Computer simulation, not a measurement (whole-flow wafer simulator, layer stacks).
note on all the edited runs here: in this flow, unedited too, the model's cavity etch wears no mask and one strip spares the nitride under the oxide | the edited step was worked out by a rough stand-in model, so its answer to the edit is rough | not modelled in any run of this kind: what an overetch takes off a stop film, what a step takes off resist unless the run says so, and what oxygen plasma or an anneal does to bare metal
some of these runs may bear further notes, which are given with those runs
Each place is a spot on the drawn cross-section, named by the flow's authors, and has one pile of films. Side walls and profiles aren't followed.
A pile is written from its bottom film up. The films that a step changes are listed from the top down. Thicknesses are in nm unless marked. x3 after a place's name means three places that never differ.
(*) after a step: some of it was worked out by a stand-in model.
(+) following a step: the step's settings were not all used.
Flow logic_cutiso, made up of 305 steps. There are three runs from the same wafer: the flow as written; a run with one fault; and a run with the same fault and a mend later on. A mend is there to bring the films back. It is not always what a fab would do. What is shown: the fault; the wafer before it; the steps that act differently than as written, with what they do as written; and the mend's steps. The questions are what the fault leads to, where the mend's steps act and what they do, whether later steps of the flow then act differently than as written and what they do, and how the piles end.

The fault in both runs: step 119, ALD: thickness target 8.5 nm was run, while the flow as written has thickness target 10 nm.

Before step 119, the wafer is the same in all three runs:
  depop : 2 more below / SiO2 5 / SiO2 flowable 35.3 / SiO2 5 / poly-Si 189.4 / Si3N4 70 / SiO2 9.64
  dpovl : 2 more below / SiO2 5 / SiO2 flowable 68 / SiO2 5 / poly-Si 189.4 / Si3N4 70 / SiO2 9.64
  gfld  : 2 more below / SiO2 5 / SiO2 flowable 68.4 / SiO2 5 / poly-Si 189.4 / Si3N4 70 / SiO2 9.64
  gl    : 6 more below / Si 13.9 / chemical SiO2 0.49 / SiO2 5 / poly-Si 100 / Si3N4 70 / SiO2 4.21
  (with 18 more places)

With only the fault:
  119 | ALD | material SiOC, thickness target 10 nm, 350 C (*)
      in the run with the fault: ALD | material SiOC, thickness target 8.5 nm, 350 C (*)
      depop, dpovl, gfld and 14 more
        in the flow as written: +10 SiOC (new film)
        in the run with the fault: +8.5 SiOC (new film)
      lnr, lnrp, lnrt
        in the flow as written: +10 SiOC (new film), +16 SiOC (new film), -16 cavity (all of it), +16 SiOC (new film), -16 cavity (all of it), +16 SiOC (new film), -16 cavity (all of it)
        in the run with the fault: +8.5 SiOC (new film), +16 SiOC (new film), -16 cavity (all of it), +16 SiOC (new film), -16 cavity (all of it), +16 SiOC (new film), -16 cavity (all of it)
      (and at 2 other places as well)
  Later steps of the flow acting differently than as written (20 other steps are not shown; they differ only slightly, by no more than 2% or 0.5 nm, whichever is larger):
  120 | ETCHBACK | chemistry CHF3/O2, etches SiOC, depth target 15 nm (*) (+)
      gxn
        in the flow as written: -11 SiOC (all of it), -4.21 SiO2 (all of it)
        in the run with the fault: -9.22 SiOC (all of it), -4.21 SiO2 (all of it), -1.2 Si3N4
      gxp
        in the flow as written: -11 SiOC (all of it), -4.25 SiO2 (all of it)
        in the run with the fault: -9.19 SiOC (all of it), -4.25 SiO2 (all of it), -1.2 Si3N4
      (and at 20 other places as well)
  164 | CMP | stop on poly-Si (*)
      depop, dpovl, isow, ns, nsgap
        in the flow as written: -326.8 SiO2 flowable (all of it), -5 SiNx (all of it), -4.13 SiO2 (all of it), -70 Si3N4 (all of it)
        in the run with the fault: -326.8 SiO2 flowable (all of it), -5 SiNx (all of it), -2.63 SiO2 (all of it), -70 Si3N4 (all of it)
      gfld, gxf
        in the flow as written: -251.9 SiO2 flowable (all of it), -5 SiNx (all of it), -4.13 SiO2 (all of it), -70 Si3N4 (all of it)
        in the run with the fault: -252.8 SiO2 flowable (all of it), -5 SiNx (all of it), -2.63 SiO2 (all of it), -70 Si3N4 (all of it)
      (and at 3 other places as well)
  At iso, the piles at the end differ from the flow's by more than 2% or 0.5 nm, whichever is larger.
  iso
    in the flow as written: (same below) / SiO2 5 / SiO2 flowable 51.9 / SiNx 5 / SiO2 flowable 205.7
    in the run with the fault: (same below) / SiO2 5 / SiO2 flowable 50.4 / SiNx 5 / SiO2 flowable 207.2

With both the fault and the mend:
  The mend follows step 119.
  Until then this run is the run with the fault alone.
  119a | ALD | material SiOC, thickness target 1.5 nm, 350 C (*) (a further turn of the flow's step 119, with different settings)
      depop, dpovl, gfld and 19 more
        +1.5 SiOC
  Later steps of the flow that are run all act as written at every place that is followed, up to a difference of at most 2% or 0.5 nm, whichever is larger.
  By the end, the piles equal the flow's at every place that both follow.
